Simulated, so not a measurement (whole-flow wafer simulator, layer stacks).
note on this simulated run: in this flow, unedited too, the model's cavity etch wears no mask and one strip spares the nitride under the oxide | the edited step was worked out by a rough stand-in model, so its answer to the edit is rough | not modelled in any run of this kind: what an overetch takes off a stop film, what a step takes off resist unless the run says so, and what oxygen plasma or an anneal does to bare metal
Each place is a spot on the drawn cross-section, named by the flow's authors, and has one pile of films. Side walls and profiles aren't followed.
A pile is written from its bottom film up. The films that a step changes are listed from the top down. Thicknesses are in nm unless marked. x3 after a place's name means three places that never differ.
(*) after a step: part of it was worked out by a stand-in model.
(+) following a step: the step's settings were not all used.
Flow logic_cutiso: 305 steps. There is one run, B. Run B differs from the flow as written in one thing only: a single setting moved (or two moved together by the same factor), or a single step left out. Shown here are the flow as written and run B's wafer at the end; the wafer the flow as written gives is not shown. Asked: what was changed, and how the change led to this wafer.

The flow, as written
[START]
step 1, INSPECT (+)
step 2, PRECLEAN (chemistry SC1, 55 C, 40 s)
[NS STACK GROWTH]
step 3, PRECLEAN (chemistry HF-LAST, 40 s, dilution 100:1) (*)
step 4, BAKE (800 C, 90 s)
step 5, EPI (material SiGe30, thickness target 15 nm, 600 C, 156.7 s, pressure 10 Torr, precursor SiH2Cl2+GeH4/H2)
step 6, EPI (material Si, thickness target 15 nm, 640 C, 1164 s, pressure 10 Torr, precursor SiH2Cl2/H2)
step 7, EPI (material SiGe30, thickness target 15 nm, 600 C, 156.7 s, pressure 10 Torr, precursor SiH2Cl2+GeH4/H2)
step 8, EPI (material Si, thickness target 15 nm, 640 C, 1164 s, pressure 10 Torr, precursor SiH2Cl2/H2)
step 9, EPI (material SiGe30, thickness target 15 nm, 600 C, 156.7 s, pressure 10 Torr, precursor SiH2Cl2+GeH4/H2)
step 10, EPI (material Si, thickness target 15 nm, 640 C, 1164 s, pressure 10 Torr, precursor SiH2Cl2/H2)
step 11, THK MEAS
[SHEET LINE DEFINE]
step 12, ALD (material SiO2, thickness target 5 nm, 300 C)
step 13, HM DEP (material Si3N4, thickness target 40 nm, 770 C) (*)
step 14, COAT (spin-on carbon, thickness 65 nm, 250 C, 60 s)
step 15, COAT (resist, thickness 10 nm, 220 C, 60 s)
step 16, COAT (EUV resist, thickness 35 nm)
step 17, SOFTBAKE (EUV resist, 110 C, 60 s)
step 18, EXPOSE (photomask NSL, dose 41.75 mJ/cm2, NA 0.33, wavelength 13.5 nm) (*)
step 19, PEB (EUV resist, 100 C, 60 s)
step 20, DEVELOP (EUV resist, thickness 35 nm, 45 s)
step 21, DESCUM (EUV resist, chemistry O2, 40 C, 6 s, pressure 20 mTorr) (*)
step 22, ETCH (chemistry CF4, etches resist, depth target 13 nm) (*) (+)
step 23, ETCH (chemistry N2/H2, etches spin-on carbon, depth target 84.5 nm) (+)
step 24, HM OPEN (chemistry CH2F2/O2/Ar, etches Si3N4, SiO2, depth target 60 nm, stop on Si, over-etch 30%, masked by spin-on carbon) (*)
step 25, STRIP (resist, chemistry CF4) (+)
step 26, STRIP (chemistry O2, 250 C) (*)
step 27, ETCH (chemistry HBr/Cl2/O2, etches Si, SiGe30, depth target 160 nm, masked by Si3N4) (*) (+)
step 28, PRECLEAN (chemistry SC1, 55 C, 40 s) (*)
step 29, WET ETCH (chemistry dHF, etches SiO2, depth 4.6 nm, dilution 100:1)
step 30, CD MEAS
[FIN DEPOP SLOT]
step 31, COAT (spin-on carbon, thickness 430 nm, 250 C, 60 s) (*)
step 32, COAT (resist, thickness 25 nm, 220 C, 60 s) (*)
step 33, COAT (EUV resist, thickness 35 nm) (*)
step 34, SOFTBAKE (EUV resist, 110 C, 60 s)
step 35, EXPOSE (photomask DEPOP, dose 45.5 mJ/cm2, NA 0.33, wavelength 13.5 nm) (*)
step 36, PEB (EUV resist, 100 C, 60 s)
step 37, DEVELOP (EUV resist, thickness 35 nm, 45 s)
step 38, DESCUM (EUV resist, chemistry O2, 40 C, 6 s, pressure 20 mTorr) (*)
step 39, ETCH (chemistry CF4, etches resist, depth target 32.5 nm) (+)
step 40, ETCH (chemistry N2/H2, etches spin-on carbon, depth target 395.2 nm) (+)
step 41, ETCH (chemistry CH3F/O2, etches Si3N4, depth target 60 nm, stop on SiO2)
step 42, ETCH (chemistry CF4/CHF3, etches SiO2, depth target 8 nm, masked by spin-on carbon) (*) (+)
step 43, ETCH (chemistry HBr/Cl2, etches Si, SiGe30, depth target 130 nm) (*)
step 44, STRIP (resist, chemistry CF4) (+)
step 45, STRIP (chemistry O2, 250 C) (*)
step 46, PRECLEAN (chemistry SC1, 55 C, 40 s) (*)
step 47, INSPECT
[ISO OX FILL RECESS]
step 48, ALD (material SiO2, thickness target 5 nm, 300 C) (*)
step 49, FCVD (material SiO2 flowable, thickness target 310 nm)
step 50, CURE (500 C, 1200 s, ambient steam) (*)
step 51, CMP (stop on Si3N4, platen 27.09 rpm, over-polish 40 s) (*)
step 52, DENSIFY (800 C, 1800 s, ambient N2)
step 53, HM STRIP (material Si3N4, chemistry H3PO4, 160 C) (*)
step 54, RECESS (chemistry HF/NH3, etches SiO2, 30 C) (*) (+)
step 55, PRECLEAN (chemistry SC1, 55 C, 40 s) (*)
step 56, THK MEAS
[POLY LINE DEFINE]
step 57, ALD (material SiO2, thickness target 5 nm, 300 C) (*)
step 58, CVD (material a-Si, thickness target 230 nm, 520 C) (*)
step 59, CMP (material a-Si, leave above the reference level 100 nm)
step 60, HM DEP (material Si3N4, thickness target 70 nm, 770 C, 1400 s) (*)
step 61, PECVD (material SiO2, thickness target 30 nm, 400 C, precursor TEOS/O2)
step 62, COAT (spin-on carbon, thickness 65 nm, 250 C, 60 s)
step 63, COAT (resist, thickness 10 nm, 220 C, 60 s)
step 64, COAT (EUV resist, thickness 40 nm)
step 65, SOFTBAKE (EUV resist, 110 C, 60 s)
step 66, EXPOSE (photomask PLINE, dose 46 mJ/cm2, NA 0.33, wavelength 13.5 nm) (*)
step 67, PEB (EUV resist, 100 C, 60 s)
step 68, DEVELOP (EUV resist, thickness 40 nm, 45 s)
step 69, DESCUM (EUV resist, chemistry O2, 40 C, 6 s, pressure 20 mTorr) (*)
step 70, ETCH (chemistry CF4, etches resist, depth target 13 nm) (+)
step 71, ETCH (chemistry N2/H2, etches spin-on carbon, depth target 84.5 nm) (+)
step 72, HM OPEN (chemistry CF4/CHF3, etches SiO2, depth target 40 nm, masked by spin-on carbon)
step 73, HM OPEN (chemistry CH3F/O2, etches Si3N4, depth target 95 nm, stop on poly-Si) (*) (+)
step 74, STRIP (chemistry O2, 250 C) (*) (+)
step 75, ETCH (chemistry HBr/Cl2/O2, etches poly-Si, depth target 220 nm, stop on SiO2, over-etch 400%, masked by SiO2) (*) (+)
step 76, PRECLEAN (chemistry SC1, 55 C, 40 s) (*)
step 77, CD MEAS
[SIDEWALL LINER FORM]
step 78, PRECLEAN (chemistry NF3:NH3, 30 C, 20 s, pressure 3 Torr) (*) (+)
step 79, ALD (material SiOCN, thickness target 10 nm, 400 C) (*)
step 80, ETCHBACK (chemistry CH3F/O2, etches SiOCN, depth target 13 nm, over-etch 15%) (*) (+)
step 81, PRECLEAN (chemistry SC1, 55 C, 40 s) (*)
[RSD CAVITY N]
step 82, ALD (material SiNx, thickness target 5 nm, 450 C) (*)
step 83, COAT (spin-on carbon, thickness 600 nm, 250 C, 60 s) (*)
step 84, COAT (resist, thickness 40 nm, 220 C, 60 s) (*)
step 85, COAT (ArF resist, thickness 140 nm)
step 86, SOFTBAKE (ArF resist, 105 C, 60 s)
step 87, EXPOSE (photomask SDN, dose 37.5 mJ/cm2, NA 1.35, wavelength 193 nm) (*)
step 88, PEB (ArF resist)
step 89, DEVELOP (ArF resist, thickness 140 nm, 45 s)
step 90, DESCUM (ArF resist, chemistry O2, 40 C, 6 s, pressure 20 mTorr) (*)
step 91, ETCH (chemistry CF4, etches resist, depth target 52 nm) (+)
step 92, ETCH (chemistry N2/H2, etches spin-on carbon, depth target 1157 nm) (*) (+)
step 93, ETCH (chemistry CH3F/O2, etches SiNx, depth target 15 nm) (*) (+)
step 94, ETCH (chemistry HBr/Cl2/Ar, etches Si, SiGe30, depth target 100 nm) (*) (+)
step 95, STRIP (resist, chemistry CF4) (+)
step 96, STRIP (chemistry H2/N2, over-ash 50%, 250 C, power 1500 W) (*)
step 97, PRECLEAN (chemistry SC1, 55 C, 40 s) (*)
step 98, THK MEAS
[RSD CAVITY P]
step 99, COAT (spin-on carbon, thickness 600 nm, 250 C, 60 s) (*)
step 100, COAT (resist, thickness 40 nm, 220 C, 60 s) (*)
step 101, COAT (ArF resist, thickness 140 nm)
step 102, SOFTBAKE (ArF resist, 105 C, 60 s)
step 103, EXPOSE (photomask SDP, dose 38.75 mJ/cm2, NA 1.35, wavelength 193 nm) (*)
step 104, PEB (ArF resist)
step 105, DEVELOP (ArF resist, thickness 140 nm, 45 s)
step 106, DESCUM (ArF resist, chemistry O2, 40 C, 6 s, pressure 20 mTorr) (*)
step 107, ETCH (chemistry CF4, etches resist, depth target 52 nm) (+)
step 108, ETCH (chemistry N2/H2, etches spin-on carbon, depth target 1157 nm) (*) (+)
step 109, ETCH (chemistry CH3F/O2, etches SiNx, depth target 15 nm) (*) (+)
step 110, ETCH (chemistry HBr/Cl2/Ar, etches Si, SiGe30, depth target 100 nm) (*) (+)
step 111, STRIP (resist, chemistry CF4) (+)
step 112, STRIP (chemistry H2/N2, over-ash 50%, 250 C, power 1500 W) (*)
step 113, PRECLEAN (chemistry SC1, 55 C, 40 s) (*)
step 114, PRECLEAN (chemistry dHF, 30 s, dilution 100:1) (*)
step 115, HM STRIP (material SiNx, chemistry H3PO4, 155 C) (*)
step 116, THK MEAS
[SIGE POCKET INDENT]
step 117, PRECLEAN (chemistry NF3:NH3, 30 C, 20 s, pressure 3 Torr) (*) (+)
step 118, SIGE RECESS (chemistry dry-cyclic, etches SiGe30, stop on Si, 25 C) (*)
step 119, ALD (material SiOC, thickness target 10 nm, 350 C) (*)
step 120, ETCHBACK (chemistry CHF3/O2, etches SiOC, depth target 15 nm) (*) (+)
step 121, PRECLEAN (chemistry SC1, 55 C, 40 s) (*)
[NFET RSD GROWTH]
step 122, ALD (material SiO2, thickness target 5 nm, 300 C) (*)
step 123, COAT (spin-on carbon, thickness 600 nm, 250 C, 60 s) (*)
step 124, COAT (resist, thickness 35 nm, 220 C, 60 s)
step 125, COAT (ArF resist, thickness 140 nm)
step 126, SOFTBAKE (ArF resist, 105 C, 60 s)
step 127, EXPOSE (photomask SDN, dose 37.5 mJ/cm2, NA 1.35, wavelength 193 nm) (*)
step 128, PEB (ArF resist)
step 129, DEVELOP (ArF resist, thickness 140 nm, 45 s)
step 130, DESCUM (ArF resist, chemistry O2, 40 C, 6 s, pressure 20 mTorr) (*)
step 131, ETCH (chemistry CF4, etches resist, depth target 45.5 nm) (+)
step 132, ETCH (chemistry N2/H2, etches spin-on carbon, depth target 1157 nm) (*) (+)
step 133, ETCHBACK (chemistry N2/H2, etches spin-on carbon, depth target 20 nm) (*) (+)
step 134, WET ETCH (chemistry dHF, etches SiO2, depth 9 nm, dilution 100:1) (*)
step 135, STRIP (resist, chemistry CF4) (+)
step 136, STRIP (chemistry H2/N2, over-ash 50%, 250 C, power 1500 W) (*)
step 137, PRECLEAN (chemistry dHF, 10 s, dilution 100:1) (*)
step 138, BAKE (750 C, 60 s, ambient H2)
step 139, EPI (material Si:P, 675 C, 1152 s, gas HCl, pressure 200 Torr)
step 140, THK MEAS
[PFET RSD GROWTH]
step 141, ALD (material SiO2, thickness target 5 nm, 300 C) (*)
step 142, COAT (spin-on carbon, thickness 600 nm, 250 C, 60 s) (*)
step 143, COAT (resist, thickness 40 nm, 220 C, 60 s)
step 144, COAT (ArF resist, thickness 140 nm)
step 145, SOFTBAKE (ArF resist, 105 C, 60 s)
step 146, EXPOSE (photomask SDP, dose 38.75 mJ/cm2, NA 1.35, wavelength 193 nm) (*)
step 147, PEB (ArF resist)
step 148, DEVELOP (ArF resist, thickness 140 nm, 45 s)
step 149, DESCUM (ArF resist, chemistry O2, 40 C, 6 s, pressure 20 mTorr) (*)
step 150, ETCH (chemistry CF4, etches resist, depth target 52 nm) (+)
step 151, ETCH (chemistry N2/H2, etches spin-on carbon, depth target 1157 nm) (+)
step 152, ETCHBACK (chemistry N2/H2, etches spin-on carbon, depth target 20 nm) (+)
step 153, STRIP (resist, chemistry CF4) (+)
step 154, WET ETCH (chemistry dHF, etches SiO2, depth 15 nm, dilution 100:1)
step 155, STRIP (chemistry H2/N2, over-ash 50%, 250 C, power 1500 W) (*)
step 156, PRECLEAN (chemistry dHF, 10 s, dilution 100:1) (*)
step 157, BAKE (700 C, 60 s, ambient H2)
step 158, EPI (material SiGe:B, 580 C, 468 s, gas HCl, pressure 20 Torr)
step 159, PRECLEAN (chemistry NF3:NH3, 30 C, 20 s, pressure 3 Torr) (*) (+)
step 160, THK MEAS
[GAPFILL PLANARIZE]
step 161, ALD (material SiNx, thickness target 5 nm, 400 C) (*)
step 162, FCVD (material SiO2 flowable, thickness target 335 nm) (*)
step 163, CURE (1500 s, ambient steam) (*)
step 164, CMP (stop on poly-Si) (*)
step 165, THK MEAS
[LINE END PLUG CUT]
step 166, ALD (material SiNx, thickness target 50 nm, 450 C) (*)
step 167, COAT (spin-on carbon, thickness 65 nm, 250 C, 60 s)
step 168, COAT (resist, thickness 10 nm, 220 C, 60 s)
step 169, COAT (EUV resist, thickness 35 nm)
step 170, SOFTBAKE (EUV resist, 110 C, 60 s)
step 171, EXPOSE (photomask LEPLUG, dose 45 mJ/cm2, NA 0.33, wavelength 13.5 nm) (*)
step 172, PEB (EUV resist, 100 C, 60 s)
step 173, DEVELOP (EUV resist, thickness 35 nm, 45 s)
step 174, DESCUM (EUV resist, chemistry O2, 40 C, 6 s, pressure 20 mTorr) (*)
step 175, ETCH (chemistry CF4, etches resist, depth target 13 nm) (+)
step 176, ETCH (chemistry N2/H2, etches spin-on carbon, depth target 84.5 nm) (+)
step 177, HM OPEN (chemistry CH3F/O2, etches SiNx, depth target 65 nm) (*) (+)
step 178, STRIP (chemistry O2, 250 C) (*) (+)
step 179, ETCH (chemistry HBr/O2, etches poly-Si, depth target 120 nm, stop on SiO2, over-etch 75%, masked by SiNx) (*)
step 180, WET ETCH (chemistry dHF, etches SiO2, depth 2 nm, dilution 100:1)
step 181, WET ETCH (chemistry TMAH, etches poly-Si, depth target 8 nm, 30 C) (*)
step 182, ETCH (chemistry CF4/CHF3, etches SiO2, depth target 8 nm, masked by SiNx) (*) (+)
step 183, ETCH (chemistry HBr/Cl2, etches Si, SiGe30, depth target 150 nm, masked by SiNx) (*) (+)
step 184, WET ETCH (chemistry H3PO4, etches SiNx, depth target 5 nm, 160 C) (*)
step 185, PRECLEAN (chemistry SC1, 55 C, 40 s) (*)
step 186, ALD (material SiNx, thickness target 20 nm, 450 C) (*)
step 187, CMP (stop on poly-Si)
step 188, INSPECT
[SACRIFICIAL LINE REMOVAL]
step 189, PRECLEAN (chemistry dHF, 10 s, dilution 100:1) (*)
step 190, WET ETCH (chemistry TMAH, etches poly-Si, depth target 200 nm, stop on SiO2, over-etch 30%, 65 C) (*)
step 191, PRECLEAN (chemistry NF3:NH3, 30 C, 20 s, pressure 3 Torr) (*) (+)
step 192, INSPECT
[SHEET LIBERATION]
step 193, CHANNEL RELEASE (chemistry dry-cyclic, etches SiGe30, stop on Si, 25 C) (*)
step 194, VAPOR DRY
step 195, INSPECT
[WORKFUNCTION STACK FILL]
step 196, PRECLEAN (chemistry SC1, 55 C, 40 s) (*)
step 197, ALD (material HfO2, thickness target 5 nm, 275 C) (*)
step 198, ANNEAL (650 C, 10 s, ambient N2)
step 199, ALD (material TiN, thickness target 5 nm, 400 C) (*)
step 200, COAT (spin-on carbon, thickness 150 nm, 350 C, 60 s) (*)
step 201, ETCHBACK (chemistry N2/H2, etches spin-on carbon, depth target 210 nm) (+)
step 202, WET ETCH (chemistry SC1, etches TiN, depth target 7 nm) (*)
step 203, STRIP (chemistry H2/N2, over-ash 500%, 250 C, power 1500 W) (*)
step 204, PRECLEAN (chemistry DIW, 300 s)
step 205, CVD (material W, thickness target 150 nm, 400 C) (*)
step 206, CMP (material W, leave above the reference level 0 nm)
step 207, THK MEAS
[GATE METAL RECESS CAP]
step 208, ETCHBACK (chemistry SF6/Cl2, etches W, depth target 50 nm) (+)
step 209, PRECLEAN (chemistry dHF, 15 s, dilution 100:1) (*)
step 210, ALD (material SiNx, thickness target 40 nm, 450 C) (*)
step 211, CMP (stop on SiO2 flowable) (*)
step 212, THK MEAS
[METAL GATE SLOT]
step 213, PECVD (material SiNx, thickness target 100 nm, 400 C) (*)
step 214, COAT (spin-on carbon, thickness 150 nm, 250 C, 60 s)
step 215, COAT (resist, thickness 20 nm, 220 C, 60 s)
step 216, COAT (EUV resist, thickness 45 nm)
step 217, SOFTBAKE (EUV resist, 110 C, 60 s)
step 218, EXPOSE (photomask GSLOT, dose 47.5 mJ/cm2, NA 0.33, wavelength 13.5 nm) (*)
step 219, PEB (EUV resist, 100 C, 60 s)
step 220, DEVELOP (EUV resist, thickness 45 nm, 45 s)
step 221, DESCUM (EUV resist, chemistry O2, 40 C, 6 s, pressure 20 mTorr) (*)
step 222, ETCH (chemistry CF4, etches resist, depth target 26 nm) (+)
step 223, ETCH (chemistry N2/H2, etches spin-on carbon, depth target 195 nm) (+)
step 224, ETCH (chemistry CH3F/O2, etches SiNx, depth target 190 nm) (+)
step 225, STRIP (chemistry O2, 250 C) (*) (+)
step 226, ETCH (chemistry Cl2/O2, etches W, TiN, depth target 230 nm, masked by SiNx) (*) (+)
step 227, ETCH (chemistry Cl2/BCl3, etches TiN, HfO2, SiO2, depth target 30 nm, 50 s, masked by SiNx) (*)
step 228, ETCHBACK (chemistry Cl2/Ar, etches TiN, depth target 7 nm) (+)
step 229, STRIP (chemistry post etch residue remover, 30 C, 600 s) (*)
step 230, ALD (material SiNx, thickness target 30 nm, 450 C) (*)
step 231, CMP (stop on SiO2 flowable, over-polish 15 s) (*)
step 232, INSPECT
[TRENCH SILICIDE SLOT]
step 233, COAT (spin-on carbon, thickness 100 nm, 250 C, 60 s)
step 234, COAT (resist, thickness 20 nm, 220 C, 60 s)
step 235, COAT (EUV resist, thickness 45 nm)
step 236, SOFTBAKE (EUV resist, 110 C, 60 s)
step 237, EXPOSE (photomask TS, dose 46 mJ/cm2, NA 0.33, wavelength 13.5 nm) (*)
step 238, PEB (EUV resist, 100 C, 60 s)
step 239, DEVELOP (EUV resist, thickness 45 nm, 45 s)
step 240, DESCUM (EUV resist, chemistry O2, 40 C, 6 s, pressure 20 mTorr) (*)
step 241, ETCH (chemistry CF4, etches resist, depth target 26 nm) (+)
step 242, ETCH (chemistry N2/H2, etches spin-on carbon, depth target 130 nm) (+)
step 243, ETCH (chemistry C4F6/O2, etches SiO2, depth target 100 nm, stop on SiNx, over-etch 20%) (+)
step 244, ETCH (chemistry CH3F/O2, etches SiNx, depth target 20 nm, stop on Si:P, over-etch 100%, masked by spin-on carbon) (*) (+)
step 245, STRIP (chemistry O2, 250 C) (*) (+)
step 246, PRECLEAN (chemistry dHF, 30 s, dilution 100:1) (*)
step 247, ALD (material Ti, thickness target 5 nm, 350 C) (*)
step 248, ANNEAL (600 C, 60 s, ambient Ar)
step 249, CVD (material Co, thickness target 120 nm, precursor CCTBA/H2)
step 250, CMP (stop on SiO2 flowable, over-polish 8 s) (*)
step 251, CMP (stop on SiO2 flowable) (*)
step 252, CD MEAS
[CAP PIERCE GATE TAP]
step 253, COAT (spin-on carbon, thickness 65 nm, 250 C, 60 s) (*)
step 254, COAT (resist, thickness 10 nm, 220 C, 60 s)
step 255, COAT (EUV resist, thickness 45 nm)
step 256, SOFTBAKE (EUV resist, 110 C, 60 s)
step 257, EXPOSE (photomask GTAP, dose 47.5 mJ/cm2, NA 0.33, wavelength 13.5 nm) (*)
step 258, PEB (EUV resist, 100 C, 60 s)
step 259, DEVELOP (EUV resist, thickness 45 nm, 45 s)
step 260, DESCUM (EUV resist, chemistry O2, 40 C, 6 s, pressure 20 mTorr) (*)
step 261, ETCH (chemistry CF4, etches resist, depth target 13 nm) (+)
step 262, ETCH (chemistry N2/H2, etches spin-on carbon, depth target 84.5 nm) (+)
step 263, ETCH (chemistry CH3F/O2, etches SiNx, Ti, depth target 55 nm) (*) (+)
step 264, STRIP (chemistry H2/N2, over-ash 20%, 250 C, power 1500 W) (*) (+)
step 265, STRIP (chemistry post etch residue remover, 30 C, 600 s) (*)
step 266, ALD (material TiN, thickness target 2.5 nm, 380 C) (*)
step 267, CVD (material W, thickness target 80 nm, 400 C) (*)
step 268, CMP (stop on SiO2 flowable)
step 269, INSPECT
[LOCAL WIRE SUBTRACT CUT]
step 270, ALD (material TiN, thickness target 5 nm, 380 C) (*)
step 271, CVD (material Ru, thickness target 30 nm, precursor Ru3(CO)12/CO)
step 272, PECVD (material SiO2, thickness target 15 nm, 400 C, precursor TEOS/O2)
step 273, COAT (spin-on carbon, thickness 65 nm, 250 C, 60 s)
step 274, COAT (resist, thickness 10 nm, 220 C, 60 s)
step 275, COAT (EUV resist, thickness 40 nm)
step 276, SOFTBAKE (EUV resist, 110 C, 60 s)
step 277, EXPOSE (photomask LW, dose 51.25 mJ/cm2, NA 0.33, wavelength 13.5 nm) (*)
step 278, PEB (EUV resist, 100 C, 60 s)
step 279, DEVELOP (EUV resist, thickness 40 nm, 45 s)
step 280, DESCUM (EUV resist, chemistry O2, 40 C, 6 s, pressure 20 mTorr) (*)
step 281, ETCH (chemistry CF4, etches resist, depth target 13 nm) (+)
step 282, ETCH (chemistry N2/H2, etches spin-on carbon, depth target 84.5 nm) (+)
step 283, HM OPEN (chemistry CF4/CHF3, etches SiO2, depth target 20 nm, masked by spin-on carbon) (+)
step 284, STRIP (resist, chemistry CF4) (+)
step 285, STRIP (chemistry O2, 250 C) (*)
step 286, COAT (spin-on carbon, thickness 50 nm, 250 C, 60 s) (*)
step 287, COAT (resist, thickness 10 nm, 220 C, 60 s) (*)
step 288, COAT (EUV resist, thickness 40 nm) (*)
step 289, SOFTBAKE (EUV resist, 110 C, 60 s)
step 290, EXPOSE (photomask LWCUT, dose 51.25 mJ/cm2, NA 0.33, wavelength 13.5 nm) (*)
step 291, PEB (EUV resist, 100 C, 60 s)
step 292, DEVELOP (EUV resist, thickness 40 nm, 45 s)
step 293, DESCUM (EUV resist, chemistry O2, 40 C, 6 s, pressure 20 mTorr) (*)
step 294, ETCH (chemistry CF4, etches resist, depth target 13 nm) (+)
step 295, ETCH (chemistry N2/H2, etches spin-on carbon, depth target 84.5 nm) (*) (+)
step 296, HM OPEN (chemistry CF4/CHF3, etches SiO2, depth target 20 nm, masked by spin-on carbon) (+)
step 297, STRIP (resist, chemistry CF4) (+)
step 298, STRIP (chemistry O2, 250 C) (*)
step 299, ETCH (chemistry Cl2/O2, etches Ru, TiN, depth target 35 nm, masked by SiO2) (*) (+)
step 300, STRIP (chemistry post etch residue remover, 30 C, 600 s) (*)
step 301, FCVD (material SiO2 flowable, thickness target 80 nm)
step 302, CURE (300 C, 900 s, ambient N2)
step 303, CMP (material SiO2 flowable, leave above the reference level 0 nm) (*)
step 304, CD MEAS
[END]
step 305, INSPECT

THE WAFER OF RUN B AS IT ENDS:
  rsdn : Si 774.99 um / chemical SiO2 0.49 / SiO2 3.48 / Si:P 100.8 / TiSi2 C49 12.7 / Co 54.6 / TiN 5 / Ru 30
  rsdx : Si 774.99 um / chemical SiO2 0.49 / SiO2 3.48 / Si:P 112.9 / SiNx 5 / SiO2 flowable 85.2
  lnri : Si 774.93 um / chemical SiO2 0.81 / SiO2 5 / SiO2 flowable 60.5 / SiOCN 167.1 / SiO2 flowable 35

What caused this: step 132, ETCH: depth target 694.2 nm was run, while the flow as written has depth target 1157 nm.

The path from the change to this, step by step:
  step 132, ETCH (chemistry N2/H2, etches spin-on carbon, depth target 1157 nm) (*) (+)
      gl, tap: -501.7 spin-on carbon (all of it), -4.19 SiO2 (in the flow as written it would be: -501.7 spin-on carbon (all of it), -5 SiO2 (all of it), -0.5 Si3N4)
      lnr, lnrt: -496.5 spin-on carbon (all of it), -4.3 SiO2 (in the flow as written it would be: -496.5 spin-on carbon (all of it), -5 SiO2 (all of it), -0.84 SiOCN)
      (also at 18 further places)
  step 133, ETCHBACK (chemistry N2/H2, etches spin-on carbon, depth target 20 nm) (*) (+)
      gl, tap: -0.81 SiO2 (all of it), -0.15 Si3N4 (in the flow as written it would be: -0.56 Si3N4)
      lnr, lnrt: -0.7 SiO2 (all of it), -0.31 SiOCN (in the flow as written it would be: -0.83 SiOCN)
      (also at 3 further places)
  step 134, WET ETCH (chemistry dHF, etches SiO2, depth 9 nm, dilution 100:1) (*)
      rsdn, rsdx: nothing (in the flow as written it would be: -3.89 SiO2 (all of it), -0.49 chemical SiO2 (all of it))
      gxn: -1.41 SiO2 (all of it), -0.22 Si3N4 (in the flow as written it would be: -0.34 Si3N4)
  step 135, STRIP (resist, chemistry CF4) (+)
      depop, dpovl, gfld and 12 more: -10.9 resist (all of it) (in the flow as written it would be: -7.93 resist (all of it))
      lnr, lnrt: -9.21 SiOCN (in the flow as written it would be: -6.67 SiOCN)
      (also at 3 further places)
  step 136, STRIP (chemistry H2/N2, over-ash 50%, 250 C, power 1500 W) (*)
      rsdn, rsdx: -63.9 spin-on carbon (all of it) (in the flow as written it would be: nothing)
  step 137, PRECLEAN (chemistry dHF, 10 s, dilution 100:1) (*)
      rsdn, rsdx: -1.52 SiO2 (in the flow as written it would be: nothing)
  step 139, EPI (material Si:P, 675 C, 1152 s, gas HCl, pressure 200 Torr)
      rsdn, rsdx: +112.9 Si:P (new film) (in the flow as written it would be: +116.9 Si:P (new film))
  step 141, ALD (material SiO2, thickness target 5 nm, 300 C) (*)
      gxn: +12 SiO2 (new film) (in the flow as written it would be: +10.1 SiO2 (new film))
  step 164, CMP (stop on poly-Si) (*)
      gl: -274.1 SiO2 flowable (all of it), -5 SiNx (all of it), -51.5 Si3N4 (all of it) (in the flow as written it would be: -270.7 SiO2 flowable (all of it), -5 SiNx (all of it), -55.3 Si3N4 (all of it))
      gxn: -265.3 SiO2 flowable (all of it), -5 SiNx (all of it), -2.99 SiO2 (all of it), -57.3 Si3N4 (all of it) (in the flow as written it would be: -264.5 SiO2 flowable (all of it), -5 SiNx (all of it), -1.12 SiO2 (all of it), -60.3 Si3N4 (all of it))
      (also at 1 further place)
